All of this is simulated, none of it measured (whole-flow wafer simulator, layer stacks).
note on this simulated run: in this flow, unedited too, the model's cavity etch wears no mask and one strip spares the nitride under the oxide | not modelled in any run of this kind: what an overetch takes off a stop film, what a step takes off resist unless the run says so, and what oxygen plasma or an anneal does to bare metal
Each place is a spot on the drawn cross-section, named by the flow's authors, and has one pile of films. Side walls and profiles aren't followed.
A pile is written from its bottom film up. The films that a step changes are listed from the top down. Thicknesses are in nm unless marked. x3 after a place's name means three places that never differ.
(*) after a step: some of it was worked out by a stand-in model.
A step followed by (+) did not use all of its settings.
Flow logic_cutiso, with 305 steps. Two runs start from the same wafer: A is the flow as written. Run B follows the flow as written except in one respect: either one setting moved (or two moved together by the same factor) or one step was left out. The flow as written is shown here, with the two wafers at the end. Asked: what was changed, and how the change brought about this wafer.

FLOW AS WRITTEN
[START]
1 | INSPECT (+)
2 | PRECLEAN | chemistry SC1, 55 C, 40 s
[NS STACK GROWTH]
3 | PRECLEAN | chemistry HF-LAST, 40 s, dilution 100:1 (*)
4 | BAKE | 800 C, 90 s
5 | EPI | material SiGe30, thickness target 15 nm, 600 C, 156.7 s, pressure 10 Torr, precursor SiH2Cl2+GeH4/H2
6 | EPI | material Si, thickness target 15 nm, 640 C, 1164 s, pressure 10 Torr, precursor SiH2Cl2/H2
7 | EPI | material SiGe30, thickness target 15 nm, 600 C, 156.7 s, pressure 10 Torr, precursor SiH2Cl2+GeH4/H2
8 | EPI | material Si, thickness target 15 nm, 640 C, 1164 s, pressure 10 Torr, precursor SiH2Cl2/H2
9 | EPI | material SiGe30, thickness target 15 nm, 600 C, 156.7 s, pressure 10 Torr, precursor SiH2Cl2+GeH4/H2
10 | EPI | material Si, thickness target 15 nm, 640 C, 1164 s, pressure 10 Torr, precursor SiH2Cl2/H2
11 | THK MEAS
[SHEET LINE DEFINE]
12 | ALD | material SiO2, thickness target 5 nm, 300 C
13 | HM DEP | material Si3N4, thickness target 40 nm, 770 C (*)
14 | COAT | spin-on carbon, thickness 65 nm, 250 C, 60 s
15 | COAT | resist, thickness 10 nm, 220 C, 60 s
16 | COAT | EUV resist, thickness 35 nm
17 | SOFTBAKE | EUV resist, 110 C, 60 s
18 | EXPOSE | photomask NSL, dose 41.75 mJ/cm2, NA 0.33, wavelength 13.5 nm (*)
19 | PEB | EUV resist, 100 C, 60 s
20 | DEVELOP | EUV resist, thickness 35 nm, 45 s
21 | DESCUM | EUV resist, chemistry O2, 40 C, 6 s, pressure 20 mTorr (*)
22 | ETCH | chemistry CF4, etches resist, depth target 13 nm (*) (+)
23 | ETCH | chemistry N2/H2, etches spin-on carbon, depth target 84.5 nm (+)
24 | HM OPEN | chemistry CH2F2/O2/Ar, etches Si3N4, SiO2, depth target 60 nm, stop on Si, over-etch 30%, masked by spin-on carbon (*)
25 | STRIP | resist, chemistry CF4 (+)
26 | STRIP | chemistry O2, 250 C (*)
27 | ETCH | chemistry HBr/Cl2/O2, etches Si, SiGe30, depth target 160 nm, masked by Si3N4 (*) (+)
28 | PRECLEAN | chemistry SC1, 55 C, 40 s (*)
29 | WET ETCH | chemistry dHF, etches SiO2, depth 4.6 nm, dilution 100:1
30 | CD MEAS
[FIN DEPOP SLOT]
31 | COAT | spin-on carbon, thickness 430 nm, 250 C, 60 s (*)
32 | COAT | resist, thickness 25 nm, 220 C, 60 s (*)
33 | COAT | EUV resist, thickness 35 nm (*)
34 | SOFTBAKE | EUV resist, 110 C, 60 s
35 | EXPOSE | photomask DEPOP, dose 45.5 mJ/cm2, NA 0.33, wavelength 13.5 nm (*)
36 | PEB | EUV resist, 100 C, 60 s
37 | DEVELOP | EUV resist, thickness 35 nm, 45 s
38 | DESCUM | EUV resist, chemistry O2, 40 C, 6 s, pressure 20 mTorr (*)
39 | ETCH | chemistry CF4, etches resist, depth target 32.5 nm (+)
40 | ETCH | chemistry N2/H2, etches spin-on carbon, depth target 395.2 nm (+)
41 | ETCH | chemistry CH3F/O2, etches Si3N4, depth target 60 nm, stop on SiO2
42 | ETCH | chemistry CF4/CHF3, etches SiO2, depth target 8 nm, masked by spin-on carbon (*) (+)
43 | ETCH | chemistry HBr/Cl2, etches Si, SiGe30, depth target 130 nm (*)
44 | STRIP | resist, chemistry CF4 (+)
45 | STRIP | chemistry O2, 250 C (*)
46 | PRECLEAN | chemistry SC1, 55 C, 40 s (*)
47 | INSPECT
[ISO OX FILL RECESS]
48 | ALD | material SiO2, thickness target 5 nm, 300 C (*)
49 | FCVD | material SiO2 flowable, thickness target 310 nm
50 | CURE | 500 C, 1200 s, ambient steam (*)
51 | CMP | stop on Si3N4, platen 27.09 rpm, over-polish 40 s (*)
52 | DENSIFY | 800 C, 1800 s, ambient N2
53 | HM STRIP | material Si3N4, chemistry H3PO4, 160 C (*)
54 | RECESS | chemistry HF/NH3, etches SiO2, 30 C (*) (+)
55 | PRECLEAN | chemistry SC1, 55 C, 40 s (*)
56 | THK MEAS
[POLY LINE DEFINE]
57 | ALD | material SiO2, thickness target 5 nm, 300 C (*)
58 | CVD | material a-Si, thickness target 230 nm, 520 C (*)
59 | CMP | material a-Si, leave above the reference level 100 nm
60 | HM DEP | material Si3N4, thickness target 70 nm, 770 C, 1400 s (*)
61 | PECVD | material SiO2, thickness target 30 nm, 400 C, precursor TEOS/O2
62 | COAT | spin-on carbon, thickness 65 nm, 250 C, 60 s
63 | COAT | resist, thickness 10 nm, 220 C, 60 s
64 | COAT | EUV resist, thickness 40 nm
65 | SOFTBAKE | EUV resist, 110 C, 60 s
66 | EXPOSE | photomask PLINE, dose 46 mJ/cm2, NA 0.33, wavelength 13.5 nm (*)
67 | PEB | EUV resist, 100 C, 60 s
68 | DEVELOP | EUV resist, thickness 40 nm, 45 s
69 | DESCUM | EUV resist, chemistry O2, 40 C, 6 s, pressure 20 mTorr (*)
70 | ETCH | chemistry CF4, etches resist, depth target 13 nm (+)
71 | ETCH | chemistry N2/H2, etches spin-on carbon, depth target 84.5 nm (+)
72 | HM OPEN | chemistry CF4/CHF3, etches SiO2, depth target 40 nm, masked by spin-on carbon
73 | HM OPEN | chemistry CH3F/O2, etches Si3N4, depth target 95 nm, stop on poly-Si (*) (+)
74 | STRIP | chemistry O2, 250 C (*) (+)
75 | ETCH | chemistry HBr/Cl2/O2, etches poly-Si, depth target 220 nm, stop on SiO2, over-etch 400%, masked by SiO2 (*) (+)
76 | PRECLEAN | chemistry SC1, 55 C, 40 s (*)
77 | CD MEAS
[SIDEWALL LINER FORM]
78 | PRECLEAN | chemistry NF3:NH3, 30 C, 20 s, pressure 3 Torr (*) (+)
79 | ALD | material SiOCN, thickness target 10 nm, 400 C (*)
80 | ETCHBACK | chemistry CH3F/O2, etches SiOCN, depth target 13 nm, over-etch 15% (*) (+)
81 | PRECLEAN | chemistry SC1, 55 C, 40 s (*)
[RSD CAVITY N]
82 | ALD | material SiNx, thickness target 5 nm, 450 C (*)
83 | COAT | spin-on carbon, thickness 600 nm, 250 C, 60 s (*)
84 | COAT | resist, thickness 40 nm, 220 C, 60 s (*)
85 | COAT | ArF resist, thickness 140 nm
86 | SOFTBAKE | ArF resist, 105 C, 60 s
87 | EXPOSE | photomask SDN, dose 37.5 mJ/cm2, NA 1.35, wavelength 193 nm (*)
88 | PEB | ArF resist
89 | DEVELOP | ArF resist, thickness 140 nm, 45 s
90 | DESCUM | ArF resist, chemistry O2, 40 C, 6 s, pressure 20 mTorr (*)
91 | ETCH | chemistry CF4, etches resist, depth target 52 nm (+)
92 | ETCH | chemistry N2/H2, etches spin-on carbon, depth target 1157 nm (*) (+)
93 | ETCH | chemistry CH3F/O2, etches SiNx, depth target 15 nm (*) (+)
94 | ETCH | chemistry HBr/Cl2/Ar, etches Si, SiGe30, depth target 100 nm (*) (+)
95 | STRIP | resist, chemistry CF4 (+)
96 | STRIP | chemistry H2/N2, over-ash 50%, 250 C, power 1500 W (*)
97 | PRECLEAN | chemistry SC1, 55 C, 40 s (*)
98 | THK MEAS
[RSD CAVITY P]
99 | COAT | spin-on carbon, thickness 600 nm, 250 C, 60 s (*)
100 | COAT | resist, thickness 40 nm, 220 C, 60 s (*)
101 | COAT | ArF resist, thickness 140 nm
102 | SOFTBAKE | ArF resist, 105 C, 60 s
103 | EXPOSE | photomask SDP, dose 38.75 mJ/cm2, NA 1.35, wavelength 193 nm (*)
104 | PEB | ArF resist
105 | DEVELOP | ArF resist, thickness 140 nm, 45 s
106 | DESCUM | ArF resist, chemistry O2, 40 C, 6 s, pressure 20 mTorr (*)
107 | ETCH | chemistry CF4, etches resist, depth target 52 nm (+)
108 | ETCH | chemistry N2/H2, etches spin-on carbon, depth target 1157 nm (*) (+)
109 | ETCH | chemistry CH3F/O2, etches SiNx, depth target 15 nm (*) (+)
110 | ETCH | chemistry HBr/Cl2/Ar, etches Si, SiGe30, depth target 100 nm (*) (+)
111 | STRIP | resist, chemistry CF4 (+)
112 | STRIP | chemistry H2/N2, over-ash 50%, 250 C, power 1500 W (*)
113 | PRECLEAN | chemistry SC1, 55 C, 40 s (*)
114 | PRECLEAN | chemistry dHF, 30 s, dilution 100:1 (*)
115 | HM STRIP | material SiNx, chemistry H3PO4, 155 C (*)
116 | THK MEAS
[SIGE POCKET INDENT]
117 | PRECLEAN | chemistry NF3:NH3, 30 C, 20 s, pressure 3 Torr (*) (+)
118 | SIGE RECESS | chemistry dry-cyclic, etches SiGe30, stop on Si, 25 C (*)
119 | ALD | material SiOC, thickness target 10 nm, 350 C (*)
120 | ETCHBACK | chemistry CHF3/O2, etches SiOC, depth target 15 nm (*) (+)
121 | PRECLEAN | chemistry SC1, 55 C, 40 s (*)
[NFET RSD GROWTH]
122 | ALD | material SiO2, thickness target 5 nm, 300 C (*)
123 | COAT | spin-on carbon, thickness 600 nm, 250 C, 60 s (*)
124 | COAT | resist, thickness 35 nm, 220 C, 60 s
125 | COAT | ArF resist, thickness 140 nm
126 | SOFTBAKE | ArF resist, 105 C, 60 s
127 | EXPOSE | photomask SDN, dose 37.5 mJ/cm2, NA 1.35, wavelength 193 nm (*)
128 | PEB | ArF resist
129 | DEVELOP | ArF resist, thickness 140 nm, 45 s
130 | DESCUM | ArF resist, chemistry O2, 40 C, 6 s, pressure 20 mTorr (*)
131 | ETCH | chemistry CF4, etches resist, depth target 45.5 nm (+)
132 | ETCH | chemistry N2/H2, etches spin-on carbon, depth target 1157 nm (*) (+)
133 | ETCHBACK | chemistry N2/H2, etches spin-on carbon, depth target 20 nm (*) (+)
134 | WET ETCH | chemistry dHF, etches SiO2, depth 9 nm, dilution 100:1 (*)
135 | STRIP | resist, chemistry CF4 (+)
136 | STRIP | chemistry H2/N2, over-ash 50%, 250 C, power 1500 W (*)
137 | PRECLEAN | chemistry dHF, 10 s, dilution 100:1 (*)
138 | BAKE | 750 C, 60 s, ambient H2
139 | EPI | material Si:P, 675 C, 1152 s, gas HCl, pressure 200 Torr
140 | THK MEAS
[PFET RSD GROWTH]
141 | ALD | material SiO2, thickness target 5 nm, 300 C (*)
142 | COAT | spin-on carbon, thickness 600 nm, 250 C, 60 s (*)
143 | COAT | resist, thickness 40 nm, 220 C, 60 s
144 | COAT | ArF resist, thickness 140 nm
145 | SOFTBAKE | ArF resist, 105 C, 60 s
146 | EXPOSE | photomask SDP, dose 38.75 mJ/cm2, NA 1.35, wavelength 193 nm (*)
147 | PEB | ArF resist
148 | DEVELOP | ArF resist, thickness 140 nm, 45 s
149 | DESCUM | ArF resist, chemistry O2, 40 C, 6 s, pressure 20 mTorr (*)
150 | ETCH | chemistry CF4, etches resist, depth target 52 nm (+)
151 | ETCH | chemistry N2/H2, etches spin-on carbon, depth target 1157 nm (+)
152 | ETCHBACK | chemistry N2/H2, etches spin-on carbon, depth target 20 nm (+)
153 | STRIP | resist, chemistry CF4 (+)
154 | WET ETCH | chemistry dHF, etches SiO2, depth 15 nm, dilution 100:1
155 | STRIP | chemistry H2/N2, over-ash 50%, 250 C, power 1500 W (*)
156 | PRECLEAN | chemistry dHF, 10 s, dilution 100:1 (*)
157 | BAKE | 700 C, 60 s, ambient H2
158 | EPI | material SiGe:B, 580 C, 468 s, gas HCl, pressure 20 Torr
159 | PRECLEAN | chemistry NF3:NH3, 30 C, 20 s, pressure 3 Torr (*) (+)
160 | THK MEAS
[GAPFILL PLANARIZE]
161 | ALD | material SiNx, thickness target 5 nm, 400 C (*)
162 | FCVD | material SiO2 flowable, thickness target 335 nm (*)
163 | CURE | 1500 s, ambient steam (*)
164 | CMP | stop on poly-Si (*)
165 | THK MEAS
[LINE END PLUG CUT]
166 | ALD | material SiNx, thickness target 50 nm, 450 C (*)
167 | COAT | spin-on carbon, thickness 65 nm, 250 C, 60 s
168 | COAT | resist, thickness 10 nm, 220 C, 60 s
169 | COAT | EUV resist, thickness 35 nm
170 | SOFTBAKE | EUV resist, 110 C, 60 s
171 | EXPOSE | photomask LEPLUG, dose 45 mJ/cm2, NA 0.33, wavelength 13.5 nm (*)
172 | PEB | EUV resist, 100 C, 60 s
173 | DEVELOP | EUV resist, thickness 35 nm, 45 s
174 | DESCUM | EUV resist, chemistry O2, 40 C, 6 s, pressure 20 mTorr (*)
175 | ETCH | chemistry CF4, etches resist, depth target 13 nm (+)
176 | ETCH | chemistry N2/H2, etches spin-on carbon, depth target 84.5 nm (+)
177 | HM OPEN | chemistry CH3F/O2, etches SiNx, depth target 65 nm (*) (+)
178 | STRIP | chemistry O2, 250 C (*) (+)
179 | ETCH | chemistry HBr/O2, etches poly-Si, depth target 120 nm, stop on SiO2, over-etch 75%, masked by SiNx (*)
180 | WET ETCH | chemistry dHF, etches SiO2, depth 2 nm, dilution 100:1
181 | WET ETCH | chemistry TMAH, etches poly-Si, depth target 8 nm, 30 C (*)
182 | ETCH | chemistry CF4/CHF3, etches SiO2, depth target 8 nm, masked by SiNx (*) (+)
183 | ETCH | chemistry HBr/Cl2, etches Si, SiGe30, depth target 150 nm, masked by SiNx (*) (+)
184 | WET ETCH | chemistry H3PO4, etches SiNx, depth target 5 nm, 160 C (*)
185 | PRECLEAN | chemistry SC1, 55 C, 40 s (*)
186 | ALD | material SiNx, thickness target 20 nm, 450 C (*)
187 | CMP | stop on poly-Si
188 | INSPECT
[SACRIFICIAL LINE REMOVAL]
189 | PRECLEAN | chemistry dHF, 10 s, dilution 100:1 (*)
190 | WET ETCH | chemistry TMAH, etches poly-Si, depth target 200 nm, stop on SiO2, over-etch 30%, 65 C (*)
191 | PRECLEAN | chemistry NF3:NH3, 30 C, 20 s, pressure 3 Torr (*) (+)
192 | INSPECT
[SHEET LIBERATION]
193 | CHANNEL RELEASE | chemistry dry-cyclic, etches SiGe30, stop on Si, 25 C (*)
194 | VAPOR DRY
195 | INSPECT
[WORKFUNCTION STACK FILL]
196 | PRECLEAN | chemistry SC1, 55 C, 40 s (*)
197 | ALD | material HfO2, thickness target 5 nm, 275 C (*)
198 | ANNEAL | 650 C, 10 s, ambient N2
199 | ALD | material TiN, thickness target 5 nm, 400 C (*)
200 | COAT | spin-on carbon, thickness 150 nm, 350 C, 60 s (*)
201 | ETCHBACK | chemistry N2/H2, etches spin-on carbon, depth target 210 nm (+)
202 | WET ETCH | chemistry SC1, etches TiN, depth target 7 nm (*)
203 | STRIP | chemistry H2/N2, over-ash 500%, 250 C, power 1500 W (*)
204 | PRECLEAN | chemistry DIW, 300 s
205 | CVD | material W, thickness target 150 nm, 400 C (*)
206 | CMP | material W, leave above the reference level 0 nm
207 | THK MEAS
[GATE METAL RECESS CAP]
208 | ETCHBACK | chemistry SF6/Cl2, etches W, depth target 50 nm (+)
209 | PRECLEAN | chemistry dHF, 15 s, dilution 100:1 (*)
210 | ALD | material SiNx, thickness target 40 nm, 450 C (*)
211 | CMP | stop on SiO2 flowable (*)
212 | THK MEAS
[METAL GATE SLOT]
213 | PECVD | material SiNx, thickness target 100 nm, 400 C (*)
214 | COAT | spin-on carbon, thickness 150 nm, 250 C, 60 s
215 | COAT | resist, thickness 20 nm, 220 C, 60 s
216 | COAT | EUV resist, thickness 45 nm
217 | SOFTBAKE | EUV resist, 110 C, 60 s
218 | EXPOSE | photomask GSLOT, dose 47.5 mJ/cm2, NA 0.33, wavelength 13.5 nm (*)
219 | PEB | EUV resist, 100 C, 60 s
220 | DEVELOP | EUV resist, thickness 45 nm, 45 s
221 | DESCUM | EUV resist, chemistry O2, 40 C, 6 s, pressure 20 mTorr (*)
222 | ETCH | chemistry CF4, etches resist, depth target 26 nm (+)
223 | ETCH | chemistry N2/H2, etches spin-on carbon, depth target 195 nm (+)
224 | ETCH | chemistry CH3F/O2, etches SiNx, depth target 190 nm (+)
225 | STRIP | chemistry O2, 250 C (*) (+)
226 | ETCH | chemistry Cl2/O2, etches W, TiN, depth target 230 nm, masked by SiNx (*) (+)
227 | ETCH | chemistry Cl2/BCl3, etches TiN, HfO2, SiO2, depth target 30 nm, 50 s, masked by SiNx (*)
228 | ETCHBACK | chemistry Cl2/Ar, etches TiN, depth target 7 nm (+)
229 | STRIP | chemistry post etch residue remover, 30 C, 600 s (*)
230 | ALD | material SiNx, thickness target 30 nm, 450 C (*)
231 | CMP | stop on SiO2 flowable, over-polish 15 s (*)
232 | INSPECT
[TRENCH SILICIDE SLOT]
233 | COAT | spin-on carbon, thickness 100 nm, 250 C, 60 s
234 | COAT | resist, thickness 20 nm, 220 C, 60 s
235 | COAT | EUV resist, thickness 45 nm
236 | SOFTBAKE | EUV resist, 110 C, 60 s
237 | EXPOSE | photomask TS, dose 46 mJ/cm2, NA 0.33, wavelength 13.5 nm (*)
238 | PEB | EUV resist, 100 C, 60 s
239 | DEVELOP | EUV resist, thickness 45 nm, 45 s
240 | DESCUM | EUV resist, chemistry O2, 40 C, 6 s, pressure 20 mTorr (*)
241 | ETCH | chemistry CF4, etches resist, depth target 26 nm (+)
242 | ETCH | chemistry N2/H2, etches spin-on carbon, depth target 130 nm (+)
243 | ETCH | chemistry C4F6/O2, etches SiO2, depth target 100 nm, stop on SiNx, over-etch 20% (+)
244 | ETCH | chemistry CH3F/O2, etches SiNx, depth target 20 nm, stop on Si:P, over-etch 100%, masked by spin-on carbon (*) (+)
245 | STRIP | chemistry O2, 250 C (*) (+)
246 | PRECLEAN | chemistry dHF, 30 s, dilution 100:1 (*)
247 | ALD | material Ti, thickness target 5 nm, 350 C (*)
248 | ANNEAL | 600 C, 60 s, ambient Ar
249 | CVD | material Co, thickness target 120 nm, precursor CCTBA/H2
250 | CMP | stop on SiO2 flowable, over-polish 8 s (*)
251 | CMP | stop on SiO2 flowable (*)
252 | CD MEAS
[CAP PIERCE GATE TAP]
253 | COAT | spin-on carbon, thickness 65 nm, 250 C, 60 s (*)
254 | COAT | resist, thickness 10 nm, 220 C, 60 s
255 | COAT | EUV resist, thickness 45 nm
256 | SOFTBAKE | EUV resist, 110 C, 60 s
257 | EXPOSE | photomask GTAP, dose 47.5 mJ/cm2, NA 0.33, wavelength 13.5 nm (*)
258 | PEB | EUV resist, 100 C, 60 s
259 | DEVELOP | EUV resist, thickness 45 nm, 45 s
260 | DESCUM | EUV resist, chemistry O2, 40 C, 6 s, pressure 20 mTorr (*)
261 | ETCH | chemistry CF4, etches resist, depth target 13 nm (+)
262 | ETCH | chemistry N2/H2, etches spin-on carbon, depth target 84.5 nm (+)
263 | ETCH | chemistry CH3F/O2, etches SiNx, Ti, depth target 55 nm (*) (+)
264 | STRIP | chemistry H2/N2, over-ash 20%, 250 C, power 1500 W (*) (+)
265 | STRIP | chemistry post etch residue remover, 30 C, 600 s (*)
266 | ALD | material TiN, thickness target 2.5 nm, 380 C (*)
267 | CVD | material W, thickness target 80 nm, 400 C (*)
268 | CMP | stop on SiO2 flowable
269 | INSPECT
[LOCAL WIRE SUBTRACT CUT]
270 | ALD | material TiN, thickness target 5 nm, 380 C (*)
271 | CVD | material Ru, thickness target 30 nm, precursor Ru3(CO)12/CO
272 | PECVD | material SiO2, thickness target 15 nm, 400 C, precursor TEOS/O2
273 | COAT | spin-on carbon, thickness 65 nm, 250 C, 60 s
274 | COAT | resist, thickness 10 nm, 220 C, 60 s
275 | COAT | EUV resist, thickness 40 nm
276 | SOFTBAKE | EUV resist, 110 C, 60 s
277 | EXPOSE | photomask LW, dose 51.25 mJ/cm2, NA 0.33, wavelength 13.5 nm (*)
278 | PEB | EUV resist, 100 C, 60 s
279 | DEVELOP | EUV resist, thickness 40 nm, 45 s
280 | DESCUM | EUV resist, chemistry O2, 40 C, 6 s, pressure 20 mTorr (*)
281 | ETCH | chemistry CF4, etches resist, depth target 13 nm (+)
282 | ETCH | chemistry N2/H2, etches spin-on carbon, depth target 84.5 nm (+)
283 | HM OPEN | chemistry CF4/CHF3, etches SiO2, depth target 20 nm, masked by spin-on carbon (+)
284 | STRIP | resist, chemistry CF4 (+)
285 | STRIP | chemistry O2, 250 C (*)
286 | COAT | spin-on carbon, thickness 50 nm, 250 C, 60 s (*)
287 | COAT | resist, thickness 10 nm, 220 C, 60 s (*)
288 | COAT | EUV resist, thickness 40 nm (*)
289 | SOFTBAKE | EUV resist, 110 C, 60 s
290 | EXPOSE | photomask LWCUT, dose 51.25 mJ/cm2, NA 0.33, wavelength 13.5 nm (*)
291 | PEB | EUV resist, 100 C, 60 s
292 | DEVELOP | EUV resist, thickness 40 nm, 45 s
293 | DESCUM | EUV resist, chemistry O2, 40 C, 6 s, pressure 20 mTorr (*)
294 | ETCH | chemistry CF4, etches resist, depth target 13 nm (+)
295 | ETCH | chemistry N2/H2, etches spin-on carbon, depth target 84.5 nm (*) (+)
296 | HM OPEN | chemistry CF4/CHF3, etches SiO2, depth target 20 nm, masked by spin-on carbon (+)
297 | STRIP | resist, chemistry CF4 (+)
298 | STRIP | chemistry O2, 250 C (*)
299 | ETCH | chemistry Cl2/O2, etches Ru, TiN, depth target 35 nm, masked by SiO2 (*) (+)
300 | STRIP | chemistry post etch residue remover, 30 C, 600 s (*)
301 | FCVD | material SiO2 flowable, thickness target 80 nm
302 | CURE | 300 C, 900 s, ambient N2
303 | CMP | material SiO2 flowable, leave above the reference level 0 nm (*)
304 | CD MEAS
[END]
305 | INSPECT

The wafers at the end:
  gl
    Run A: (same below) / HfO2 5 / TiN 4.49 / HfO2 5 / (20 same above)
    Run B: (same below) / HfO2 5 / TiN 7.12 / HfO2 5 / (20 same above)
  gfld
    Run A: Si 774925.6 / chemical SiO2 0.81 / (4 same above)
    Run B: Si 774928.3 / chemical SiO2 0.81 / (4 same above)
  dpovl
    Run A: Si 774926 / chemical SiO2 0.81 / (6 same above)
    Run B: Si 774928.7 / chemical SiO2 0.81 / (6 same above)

Cause: step 5, EPI: 184.1 s was run, whereas the flow has 156.7 s.

The path from the change to this, step by step:
  5 | EPI | material SiGe30, thickness target 15 nm, 600 C, 156.7 s, pressure 10 Torr, precursor SiH2Cl2+GeH4/H2
      depop, dpovl, gfld and 19 more: A SiGe30 gains 15 (new film) | B SiGe30 gains 17.6 (new film)
  27 | ETCH | chemistry HBr/Cl2/O2, etches Si, SiGe30, depth target 160 nm, masked by Si3N4 (*) (+)
      gfld, gxf, iso, lnri: A chemical SiO2 loses 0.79 (all of it), Si loses 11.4 (all of it), SiGe30 loses 15 (all of it), Si loses 15 (all of it), SiGe30 loses 15 (all of it), Si loses 15 (all of it), SiGe30 loses 15 (all of it), Si loses 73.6 | B chemical SiO2 loses 0.79 (all of it), Si loses 11.4 (all of it), SiGe30 loses 15 (all of it), Si loses 15 (all of it), SiGe30 loses 15 (all of it), Si loses 15 (all of it), SiGe30 loses 17.6 (all of it), Si loses 71
      dpovl, nsgap: A chemical SiO2 loses 0.79 (all of it), Si loses 11.8 (all of it), SiGe30 loses 15 (all of it), Si loses 15 (all of it), SiGe30 loses 15 (all of it), Si loses 15 (all of it), SiGe30 loses 15 (all of it), Si loses 73.2 | B chemical SiO2 loses 0.79 (all of it), Si loses 11.8 (all of it), SiGe30 loses 15 (all of it), Si loses 15 (all of it), SiGe30 loses 15 (all of it), Si loses 15 (all of it), SiGe30 loses 17.6 (all of it), Si loses 70.6
      (and at 1 other place as well)
  43 | ETCH | chemistry HBr/Cl2, etches Si, SiGe30, depth target 130 nm (*)
      depop: A Si loses 14 (all of it), SiGe30 loses 15 (all of it), Si loses 15 (all of it), SiGe30 loses 15 (all of it), Si loses 15 (all of it), SiGe30 loses 15 (all of it), Si loses 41 | B Si loses 14 (all of it), SiGe30 loses 15 (all of it), Si loses 15 (all of it), SiGe30 loses 15 (all of it), Si loses 15 (all of it), SiGe30 loses 17.6 (all of it), Si loses 38.3
  94 | ETCH | chemistry HBr/Cl2/Ar, etches Si, SiGe30, depth target 100 nm (*) (+)
      rsdn, rsdx: A chemical SiO2 loses 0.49 (all of it), Si loses 12.8 (all of it), SiGe30 loses 15 (all of it), Si loses 15 (all of it), SiGe30 loses 15 (all of it), Si loses 15 (all of it), SiGe30 loses 15 (all of it), Si loses 12.2 | B chemical SiO2 loses 0.49 (all of it), Si loses 12.8 (all of it), SiGe30 loses 15 (all of it), Si loses 15 (all of it), SiGe30 loses 15 (all of it), Si loses 15 (all of it), SiGe30 loses 17.6 (all of it), Si loses 9.54
  110 | ETCH | chemistry HBr/Cl2/Ar, etches Si, SiGe30, depth target 100 nm (*) (+)
      rsdp, rsdw: A chemical SiO2 loses 0.49 (all of it), Si loses 12.8 (all of it), SiGe30 loses 15 (all of it), Si loses 15 (all of it), SiGe30 loses 15 (all of it), Si loses 15 (all of it), SiGe30 loses 15 (all of it), Si loses 12.2 | B chemical SiO2 loses 0.49 (all of it), Si loses 12.8 (all of it), SiGe30 loses 15 (all of it), Si loses 15 (all of it), SiGe30 loses 15 (all of it), Si loses 15 (all of it), SiGe30 loses 17.6 (all of it), Si loses 9.54
  118 | SIGE RECESS | chemistry dry-cyclic, etches SiGe30, stop on Si, 25 C (*)
      lnr, lnrp, lnrt: A SiOCN loses 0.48, Si loses 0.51, cavity gains 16 (new film), SiGe30 loses 15 (all of it), Si loses 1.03, cavity gains 16 (new film), SiGe30 loses 15 (all of it), Si loses 1.03, cavity gains 16 (new film), SiGe30 loses 15 (all of it), Si loses 0.51 | B SiOCN loses 0.48, Si loses 0.51, cavity gains 16 (new film), SiGe30 loses 15 (all of it), Si loses 1.03, cavity gains 16 (new film), SiGe30 loses 15 (all of it), Si loses 1.03, cavity gains 18.7 (new film), SiGe30 loses 17.6 (all of it), Si loses 0.51
  119 | ALD | material SiOC, thickness target 10 nm, 350 C (*)
      lnr, lnrp, lnrt: A SiOC gains 10 (new film), SiOC gains 16 (new film), cavity loses 16 (all of it), SiOC gains 16 (new film), cavity loses 16 (all of it), SiOC gains 16 (new film), cavity loses 16 (all of it) | B SiOC gains 10 (new film), SiOC gains 16 (new film), cavity loses 16 (all of it), SiOC gains 16 (new film), cavity loses 16 (all of it), SiOC gains 18.7 (new film), cavity loses 18.7 (all of it)
  183 | ETCH | chemistry HBr/Cl2, etches Si, SiGe30, depth target 150 nm, masked by SiNx (*) (+)
      plug: A Si loses 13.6 (all of it), SiGe30 loses 15 (all of it), Si loses 15 (all of it), SiGe30 loses 15 (all of it), Si loses 15 (all of it), SiGe30 loses 15 (all of it), Si loses 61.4 | B Si loses 13.6 (all of it), SiGe30 loses 15 (all of it), Si loses 15 (all of it), SiGe30 loses 15 (all of it), Si loses 15 (all of it), SiGe30 loses 17.6 (all of it), Si loses 58.8
  193 | CHANNEL RELEASE | chemistry dry-cyclic, etches SiGe30, stop on Si, 25 C (*)
      gl, glp, gxn, gxp, ns, tap: A chemical SiO2 gains 0.8 (new film), Si loses 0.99, chemical SiO2 gains 0.8 (new film), cavity gains 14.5 (new film), chemical SiO2 gains 0.8 (new film), SiGe30 loses 15 (all of it), Si loses 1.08, chemical SiO2 gains 0.8 (new film), cavity gains 14.5 (new film), chemical SiO2 gains 0.8 (new film), SiGe30 loses 15 (all of it), Si loses 1.08, chemical SiO2 gains 0.8 (new film), cavity gains 14.5 (new film), chemical SiO2 gains 0.8 (new film), SiGe30 loses 15 (all of it), Si loses 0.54 | B chemical SiO2 gains 0.8 (new film), Si loses 0.99, chemical SiO2 gains 0.8 (new film), cavity gains 14.5 (new film), chemical SiO2 gains 0.8 (new film), SiGe30 loses 15 (all of it), Si loses 1.08, chemical SiO2 gains 0.8 (new film), cavity gains 14.5 (new film), chemical SiO2 gains 0.8 (new film), SiGe30 loses 15 (all of it), Si loses 1.08, chemical SiO2 gains 0.8 (new film), cavity gains 17.1 (new film), chemical SiO2 gains 0.8 (new film), SiGe30 loses 17.6 (all of it), Si loses 0.54
  199 | ALD | material TiN, thickness target 5 nm, 400 C (*)
      gl, glp, tap: A TiN gains 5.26 (new film), TiN gains 4.49 (new film), cavity loses 4.49 (all of it), TiN gains 4.49 (new film), cavity loses 4.49 (all of it), TiN gains 4.49 (new film), cavity loses 4.49 (all of it) | B TiN gains 5.26 (new film), TiN gains 4.49 (new film), cavity loses 4.49 (all of it), TiN gains 4.49 (new film), cavity loses 4.49 (all of it), TiN gains 7.12 (new film), cavity loses 7.12 (all of it)
      gxn, gxp, ns: A TiN gains 5 (new film), TiN gains 4.49 (new film), cavity loses 4.49 (all of it), TiN gains 4.49 (new film), cavity loses 4.49 (all of it), TiN gains 4.49 (new film), cavity loses 4.49 (all of it) | B TiN gains 5 (new film), TiN gains 4.49 (new film), cavity loses 4.49 (all of it), TiN gains 4.49 (new film), cavity loses 4.49 (all of it), TiN gains 7.12 (new film), cavity loses 7.12 (all of it)
